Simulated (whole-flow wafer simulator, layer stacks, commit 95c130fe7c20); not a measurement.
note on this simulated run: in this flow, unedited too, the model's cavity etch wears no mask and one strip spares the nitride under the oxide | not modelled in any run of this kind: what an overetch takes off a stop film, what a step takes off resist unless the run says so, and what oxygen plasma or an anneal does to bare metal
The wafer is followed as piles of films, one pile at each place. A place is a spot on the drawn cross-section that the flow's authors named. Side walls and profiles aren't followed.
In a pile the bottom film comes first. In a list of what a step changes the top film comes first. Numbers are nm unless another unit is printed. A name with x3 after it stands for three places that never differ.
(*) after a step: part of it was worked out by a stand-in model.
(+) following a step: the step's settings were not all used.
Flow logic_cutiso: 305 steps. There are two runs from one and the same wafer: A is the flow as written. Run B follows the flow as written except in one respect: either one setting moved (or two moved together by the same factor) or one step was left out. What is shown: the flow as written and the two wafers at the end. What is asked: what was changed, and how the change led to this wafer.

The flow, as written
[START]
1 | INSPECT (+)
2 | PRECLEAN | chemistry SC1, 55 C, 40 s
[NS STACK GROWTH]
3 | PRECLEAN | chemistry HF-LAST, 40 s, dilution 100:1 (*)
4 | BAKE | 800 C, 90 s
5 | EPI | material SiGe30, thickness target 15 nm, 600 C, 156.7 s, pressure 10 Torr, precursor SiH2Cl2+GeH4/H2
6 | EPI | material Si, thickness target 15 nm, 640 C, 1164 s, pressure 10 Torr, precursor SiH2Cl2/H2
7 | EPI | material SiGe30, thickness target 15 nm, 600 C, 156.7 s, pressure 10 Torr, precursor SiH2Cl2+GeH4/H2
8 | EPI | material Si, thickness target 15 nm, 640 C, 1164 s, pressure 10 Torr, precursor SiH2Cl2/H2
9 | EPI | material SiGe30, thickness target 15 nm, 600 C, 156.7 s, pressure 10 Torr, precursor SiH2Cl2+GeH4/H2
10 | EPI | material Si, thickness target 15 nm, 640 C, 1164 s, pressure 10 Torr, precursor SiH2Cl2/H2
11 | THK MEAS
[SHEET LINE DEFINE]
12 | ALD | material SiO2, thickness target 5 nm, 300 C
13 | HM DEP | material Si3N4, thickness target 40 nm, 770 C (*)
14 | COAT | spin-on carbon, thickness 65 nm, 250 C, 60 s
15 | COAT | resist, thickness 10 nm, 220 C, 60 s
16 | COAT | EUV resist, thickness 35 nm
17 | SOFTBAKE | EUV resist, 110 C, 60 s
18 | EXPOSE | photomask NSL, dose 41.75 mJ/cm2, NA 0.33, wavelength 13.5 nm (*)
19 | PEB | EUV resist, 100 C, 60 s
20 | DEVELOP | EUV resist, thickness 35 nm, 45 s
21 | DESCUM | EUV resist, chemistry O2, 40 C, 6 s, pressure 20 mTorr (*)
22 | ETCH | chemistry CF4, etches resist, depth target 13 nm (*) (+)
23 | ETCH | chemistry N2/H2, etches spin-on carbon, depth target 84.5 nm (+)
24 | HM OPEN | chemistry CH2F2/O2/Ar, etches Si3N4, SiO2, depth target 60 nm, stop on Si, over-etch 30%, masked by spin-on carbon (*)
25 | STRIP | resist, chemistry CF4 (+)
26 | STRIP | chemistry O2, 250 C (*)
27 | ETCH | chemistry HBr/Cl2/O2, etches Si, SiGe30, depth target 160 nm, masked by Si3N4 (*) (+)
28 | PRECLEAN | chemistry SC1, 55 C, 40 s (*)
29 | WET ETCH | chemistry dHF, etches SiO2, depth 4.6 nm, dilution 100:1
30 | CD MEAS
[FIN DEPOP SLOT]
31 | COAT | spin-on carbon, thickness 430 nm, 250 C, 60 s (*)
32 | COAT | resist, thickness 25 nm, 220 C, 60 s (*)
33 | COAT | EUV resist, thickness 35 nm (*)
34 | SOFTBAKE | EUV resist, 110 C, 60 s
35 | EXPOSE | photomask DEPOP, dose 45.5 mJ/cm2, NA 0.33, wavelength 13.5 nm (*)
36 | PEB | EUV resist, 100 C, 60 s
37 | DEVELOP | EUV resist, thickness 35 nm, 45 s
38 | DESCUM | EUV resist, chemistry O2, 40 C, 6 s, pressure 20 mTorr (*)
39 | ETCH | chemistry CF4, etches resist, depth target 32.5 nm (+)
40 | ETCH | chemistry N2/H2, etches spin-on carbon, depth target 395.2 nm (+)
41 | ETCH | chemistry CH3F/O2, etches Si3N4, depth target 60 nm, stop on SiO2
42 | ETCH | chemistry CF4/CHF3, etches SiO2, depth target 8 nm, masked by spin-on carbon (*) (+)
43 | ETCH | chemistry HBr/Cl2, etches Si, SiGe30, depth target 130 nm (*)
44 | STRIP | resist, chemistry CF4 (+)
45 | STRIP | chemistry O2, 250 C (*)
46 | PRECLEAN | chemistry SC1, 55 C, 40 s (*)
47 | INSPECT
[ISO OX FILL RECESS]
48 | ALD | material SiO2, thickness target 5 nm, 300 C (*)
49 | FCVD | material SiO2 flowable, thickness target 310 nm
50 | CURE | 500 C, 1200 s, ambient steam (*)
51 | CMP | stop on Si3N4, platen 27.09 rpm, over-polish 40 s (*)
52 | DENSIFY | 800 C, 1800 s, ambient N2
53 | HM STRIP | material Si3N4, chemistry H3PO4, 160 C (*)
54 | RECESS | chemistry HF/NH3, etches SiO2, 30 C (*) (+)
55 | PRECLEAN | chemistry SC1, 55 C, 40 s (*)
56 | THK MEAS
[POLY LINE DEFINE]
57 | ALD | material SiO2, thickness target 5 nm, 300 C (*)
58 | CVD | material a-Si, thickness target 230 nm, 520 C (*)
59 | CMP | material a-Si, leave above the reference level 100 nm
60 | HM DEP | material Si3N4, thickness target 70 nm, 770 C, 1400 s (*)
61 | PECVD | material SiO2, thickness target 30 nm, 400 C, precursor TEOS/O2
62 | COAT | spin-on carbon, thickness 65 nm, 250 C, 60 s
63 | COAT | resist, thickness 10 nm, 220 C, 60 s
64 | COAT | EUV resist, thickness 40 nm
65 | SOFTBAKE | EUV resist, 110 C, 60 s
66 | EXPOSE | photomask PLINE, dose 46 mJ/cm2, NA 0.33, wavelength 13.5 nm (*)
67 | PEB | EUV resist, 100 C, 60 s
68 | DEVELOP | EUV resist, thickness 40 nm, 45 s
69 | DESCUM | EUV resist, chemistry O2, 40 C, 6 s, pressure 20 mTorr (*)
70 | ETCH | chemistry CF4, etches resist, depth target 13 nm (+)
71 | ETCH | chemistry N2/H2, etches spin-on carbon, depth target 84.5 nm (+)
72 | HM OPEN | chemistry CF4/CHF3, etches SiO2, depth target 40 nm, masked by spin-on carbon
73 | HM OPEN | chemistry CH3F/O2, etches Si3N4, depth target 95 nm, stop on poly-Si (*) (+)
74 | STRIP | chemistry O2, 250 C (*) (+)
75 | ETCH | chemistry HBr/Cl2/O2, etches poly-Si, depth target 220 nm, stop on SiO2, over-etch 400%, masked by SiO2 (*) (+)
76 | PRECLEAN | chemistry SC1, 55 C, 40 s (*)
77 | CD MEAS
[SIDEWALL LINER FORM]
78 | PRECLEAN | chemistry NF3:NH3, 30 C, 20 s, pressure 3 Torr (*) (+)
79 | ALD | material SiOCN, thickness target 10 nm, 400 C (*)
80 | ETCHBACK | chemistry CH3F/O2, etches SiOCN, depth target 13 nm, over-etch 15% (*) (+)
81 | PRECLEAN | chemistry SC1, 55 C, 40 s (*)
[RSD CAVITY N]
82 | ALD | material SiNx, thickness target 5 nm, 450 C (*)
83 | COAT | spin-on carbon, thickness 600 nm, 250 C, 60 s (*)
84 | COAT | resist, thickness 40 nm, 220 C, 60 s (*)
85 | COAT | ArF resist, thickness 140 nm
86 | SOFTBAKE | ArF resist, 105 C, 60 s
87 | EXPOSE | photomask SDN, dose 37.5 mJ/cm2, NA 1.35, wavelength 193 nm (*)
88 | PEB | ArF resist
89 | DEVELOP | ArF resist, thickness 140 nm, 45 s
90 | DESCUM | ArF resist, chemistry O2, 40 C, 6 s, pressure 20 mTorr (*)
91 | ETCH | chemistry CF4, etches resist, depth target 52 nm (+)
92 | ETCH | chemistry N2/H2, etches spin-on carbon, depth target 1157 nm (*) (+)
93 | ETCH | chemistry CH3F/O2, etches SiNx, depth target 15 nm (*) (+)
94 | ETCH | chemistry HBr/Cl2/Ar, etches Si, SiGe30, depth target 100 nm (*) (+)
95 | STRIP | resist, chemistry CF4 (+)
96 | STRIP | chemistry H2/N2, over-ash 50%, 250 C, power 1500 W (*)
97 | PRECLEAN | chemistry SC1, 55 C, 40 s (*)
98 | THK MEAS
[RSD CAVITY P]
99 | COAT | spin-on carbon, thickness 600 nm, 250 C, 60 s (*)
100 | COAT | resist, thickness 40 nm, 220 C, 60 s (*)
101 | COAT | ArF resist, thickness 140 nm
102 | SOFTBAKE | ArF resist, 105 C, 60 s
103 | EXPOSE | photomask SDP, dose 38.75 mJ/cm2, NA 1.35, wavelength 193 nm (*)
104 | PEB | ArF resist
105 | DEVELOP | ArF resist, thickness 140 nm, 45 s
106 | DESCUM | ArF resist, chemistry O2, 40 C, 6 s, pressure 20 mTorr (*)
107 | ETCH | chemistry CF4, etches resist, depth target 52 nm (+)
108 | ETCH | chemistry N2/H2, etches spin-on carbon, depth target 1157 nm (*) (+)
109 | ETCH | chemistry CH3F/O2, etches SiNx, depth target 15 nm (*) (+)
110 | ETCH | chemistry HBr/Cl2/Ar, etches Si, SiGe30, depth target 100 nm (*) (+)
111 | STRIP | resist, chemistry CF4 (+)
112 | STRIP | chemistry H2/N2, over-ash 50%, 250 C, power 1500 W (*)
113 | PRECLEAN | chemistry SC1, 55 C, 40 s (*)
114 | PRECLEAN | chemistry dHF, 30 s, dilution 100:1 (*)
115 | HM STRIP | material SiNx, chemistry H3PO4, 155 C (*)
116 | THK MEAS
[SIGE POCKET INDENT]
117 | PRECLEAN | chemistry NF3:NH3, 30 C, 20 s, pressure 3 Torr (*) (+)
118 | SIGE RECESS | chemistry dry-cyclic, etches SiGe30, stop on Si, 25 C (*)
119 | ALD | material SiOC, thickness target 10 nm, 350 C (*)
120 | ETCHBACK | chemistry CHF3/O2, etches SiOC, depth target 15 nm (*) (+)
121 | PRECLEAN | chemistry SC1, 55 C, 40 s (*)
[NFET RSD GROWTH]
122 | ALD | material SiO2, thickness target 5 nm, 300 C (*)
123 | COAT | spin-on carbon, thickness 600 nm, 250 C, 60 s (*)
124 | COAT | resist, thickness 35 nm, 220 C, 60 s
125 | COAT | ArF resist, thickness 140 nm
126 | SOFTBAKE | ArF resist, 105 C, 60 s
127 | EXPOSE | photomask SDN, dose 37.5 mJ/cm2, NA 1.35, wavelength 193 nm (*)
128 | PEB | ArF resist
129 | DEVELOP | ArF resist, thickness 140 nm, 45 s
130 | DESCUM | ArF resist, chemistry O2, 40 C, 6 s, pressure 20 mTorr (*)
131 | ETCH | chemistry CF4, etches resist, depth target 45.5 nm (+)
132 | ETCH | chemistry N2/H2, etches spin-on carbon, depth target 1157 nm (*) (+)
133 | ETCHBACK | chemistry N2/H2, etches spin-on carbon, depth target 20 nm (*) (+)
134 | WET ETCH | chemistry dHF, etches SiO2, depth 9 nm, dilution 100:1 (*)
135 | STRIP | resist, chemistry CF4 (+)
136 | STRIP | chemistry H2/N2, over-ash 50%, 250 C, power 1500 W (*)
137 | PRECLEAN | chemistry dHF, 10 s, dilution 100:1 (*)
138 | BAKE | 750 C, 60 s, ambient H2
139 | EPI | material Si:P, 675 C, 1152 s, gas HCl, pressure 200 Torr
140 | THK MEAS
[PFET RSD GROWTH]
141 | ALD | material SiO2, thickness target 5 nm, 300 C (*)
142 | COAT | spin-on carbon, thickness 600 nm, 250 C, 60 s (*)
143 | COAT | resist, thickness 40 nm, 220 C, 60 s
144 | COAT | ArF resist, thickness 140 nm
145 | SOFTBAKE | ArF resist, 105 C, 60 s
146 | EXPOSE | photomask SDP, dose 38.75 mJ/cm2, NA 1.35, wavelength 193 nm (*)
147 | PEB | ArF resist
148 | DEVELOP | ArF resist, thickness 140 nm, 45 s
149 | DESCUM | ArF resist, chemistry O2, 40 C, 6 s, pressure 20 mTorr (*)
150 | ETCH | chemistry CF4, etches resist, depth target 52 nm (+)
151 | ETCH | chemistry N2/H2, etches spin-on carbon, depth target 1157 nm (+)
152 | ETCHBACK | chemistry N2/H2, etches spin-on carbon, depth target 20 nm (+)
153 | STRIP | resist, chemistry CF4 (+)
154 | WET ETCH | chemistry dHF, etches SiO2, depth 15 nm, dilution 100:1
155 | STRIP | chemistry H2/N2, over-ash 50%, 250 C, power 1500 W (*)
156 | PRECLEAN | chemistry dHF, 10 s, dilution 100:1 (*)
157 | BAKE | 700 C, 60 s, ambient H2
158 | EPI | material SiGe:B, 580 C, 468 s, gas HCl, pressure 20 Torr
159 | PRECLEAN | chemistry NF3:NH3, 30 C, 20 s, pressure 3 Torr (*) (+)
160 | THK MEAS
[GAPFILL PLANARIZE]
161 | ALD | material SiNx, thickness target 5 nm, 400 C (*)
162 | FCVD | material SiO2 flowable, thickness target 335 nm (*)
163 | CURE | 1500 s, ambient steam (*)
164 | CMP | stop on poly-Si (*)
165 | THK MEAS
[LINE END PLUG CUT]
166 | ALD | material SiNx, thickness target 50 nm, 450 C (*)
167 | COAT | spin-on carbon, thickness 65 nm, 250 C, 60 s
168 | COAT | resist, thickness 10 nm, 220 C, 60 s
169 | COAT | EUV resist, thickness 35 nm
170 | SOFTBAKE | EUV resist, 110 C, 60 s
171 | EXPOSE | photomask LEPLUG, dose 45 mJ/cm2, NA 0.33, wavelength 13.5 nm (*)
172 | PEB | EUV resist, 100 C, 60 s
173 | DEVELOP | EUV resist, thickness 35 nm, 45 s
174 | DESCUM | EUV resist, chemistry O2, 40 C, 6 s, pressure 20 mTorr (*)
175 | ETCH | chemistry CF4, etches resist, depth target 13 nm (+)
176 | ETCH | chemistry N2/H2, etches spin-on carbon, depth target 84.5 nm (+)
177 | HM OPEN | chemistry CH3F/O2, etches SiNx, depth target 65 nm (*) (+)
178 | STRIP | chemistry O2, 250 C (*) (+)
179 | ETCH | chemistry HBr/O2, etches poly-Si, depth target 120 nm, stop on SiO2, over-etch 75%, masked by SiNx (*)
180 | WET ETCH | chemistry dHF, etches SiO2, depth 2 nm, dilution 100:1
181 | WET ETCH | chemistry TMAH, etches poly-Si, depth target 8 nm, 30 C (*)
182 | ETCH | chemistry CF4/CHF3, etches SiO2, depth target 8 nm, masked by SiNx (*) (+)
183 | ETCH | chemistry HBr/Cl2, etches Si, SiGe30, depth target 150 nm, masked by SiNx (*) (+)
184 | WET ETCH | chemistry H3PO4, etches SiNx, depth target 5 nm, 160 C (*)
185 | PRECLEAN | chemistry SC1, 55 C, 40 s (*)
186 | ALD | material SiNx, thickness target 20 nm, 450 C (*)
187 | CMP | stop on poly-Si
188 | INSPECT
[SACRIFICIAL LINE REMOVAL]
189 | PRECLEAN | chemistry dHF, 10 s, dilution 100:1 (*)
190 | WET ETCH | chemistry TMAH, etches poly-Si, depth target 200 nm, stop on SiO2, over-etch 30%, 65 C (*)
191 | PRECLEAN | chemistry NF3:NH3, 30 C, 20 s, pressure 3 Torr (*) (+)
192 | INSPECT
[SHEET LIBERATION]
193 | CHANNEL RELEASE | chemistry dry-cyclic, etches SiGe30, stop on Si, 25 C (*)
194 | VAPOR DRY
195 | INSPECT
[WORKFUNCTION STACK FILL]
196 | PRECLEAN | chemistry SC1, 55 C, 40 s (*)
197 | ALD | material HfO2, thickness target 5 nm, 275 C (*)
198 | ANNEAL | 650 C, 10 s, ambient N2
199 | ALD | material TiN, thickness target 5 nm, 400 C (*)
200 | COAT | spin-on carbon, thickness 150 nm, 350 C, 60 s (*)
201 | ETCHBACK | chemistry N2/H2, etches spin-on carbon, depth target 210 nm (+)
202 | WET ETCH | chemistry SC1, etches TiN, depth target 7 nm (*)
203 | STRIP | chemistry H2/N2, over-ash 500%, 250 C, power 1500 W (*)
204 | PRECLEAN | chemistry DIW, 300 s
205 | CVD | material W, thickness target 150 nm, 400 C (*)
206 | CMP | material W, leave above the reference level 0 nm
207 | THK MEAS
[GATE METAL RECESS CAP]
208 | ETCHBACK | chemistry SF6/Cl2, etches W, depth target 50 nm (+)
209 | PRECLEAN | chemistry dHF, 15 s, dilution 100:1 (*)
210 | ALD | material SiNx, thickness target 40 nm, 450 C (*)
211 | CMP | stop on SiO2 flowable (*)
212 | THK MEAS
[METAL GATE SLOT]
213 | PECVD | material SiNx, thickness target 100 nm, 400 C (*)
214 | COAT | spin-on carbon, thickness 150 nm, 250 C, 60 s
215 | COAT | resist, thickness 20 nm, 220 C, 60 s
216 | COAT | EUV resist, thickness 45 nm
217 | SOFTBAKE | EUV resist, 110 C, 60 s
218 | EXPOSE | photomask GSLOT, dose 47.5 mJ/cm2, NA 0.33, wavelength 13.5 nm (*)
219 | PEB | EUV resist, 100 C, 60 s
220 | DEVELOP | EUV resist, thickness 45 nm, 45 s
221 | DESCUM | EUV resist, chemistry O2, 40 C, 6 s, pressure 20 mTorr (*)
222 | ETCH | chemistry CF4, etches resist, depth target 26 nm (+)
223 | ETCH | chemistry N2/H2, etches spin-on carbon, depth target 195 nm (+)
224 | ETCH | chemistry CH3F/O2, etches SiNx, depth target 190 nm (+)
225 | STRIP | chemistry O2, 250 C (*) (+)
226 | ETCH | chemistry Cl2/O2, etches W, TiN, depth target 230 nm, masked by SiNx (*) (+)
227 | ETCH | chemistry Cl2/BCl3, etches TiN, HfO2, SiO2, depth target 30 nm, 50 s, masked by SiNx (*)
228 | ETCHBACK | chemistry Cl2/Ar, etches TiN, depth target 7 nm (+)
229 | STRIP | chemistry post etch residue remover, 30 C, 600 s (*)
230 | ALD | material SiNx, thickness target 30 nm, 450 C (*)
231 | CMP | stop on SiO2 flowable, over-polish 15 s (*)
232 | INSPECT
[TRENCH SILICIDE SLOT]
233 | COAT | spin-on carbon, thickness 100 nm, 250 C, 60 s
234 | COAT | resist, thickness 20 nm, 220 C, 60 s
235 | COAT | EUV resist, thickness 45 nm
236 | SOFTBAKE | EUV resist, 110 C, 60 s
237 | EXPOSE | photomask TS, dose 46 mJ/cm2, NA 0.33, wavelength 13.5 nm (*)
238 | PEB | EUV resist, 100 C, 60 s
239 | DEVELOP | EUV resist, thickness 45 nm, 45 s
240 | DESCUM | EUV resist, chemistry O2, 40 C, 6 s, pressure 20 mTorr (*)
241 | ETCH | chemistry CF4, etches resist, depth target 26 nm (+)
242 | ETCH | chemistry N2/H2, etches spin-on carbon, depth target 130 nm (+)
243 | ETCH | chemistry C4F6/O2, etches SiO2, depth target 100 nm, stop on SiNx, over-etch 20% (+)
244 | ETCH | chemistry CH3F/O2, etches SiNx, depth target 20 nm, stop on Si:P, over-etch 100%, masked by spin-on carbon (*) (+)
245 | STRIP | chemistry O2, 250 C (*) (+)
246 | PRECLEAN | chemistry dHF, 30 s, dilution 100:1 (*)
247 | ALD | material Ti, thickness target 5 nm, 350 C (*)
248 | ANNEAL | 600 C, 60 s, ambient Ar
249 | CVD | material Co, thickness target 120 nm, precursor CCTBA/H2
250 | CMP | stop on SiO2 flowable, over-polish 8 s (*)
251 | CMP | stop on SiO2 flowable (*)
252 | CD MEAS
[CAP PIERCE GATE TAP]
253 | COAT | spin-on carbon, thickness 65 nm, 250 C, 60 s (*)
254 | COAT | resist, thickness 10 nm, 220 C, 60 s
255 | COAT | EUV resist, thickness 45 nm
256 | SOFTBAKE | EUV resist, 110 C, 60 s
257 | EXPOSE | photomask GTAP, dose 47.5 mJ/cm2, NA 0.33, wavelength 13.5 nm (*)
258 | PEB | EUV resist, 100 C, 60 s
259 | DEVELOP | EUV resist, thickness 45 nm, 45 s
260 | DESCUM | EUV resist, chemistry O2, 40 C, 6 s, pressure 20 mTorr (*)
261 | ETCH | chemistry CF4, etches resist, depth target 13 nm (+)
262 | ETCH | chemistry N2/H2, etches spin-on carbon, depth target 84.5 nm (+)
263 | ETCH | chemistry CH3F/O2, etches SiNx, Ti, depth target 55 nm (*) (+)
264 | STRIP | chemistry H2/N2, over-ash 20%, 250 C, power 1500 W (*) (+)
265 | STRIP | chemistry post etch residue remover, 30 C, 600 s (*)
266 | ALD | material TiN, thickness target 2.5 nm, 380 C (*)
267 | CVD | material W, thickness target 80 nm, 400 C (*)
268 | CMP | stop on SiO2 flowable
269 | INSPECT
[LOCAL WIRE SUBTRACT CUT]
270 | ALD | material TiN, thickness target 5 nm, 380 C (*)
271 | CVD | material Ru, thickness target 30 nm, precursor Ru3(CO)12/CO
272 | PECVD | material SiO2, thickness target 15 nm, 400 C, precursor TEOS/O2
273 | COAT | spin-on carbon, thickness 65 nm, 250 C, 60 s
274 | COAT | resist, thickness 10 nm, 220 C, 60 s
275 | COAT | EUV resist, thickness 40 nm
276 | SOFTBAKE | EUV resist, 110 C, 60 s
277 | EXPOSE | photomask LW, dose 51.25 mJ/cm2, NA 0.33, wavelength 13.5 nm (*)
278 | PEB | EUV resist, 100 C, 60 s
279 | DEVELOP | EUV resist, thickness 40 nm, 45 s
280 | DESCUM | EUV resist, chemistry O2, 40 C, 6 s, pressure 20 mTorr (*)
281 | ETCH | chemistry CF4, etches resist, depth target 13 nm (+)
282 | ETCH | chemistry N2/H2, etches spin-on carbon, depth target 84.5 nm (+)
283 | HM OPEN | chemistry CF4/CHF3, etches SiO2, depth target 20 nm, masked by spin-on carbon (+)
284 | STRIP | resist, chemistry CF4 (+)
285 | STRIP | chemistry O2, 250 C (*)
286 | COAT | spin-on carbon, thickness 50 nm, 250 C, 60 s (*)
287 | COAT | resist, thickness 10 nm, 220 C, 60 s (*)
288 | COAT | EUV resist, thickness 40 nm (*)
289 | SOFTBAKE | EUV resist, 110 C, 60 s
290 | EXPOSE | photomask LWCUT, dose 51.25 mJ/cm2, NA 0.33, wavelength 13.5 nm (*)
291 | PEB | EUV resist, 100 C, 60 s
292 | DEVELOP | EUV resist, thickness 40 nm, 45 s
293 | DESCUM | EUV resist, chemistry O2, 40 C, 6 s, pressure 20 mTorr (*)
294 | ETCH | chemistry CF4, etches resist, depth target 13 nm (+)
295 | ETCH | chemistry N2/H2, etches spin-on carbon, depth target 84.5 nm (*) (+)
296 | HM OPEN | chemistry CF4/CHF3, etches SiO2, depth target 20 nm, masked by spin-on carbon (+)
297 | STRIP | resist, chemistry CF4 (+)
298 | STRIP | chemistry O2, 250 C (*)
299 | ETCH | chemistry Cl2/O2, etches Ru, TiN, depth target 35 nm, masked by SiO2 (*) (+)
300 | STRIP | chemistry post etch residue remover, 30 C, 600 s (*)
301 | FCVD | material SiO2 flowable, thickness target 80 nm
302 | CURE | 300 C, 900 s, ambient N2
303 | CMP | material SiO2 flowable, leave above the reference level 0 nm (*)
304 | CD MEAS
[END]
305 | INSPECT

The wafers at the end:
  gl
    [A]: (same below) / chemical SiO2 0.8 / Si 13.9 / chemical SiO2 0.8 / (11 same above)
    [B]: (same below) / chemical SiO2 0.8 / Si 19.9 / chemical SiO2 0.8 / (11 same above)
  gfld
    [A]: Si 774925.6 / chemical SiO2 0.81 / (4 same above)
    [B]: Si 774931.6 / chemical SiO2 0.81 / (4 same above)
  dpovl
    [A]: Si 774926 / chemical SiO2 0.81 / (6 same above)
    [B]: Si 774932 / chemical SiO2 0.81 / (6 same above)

What caused this: step 8, EPI: 1630 s was run, while the flow as written has 1164 s.

The path from the change to this, step by step:
  8 | EPI | material Si, thickness target 15 nm, 640 C, 1164 s, pressure 10 Torr, precursor SiH2Cl2/H2
      depop, dpovl, gfld and 19 more: A Si gains 15 (new film) | B Si gains 21 (new film)
  27 | ETCH | chemistry HBr/Cl2/O2, etches Si, SiGe30, depth target 160 nm, masked by Si3N4 (*) (+)
      gfld, gxf, iso, lnri: A chemical SiO2 loses 0.79 (all of it), Si loses 11.4 (all of it), SiGe30 loses 15 (all of it), Si loses 15 (all of it), SiGe30 loses 15 (all of it), Si loses 15 (all of it), SiGe30 loses 15 (all of it), Si loses 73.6 | B chemical SiO2 loses 0.79 (all of it), Si loses 11.4 (all of it), SiGe30 loses 15 (all of it), Si loses 21 (all of it), SiGe30 loses 15 (all of it), Si loses 15 (all of it), SiGe30 loses 15 (all of it), Si loses 67.6
      dpovl, nsgap: A chemical SiO2 loses 0.79 (all of it), Si loses 11.8 (all of it), SiGe30 loses 15 (all of it), Si loses 15 (all of it), SiGe30 loses 15 (all of it), Si loses 15 (all of it), SiGe30 loses 15 (all of it), Si loses 73.2 | B chemical SiO2 loses 0.79 (all of it), Si loses 11.8 (all of it), SiGe30 loses 15 (all of it), Si loses 21 (all of it), SiGe30 loses 15 (all of it), Si loses 15 (all of it), SiGe30 loses 15 (all of it), Si loses 67.2
      (also at 1 further place)
  43 | ETCH | chemistry HBr/Cl2, etches Si, SiGe30, depth target 130 nm (*)
      depop: A Si loses 14 (all of it), SiGe30 loses 15 (all of it), Si loses 15 (all of it), SiGe30 loses 15 (all of it), Si loses 15 (all of it), SiGe30 loses 15 (all of it), Si loses 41 | B Si loses 14 (all of it), SiGe30 loses 15 (all of it), Si loses 21 (all of it), SiGe30 loses 15 (all of it), Si loses 15 (all of it), SiGe30 loses 15 (all of it), Si loses 35
  94 | ETCH | chemistry HBr/Cl2/Ar, etches Si, SiGe30, depth target 100 nm (*) (+)
      rsdn, rsdx: A chemical SiO2 loses 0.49 (all of it), Si loses 12.8 (all of it), SiGe30 loses 15 (all of it), Si loses 15 (all of it), SiGe30 loses 15 (all of it), Si loses 15 (all of it), SiGe30 loses 15 (all of it), Si loses 12.2 | B chemical SiO2 loses 0.49 (all of it), Si loses 12.8 (all of it), SiGe30 loses 15 (all of it), Si loses 21 (all of it), SiGe30 loses 15 (all of it), Si loses 15 (all of it), SiGe30 loses 15 (all of it), Si loses 6.16
  110 | ETCH | chemistry HBr/Cl2/Ar, etches Si, SiGe30, depth target 100 nm (*) (+)
      rsdp, rsdw: A chemical SiO2 loses 0.49 (all of it), Si loses 12.8 (all of it), SiGe30 loses 15 (all of it), Si loses 15 (all of it), SiGe30 loses 15 (all of it), Si loses 15 (all of it), SiGe30 loses 15 (all of it), Si loses 12.2 | B chemical SiO2 loses 0.49 (all of it), Si loses 12.8 (all of it), SiGe30 loses 15 (all of it), Si loses 21 (all of it), SiGe30 loses 15 (all of it), Si loses 15 (all of it), SiGe30 loses 15 (all of it), Si loses 6.16
  183 | ETCH | chemistry HBr/Cl2, etches Si, SiGe30, depth target 150 nm, masked by SiNx (*) (+)
      plug: A Si loses 13.6 (all of it), SiGe30 loses 15 (all of it), Si loses 15 (all of it), SiGe30 loses 15 (all of it), Si loses 15 (all of it), SiGe30 loses 15 (all of it), Si loses 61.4 | B Si loses 13.6 (all of it), SiGe30 loses 15 (all of it), Si loses 21 (all of it), SiGe30 loses 15 (all of it), Si loses 15 (all of it), SiGe30 loses 15 (all of it), Si loses 55.4
